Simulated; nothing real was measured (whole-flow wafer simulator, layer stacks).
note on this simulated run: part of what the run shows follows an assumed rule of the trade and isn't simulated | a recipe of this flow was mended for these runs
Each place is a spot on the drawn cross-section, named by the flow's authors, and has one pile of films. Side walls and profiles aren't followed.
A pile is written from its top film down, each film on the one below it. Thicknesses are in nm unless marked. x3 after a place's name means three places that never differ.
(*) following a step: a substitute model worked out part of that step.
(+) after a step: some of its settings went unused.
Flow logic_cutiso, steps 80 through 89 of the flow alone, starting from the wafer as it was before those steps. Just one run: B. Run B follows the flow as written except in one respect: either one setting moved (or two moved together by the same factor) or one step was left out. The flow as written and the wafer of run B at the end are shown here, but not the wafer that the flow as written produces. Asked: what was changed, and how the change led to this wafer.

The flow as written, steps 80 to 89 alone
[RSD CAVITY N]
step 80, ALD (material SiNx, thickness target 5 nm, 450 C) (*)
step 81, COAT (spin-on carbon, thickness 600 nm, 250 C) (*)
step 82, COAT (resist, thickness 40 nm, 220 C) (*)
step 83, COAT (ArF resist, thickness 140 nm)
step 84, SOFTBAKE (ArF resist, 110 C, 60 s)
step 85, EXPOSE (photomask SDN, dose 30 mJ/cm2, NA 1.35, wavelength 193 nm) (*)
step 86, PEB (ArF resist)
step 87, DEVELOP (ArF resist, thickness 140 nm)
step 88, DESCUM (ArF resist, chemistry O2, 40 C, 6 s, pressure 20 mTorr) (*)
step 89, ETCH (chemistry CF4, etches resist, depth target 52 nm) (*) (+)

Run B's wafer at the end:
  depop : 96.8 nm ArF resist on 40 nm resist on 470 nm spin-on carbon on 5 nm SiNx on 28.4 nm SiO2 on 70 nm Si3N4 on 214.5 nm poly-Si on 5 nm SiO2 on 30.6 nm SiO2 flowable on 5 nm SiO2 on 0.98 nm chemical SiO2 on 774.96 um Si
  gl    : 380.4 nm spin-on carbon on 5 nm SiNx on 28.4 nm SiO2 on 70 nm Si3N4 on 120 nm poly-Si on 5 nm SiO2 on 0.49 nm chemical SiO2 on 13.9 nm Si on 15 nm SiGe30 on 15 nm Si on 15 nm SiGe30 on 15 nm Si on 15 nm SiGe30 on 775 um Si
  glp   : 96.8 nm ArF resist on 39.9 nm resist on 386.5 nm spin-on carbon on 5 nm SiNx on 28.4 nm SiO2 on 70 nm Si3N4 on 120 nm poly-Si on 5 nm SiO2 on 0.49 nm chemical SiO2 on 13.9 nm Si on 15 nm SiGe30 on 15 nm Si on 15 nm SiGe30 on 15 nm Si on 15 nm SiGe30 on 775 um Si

The reason: step 81, COAT: thickness 470 nm was run, while the flow as written has thickness 600 nm.
One can read it off the wafer: depop has spin-on carbon 470, and step 81 as written asks for 600 nm.

How this came from the change, step by step:
  step 81, COAT (spin-on carbon, thickness 600 nm, 250 C) (*)
      depop, dpovl x3, ns: +470 spin-on carbon (new film) (as written it would have been: +600 spin-on carbon (new film))
      glp, plug, tap: +386.5 spin-on carbon (new film) (as written it would have been: +516.4 spin-on carbon (new film))
      (also at 14 further places)
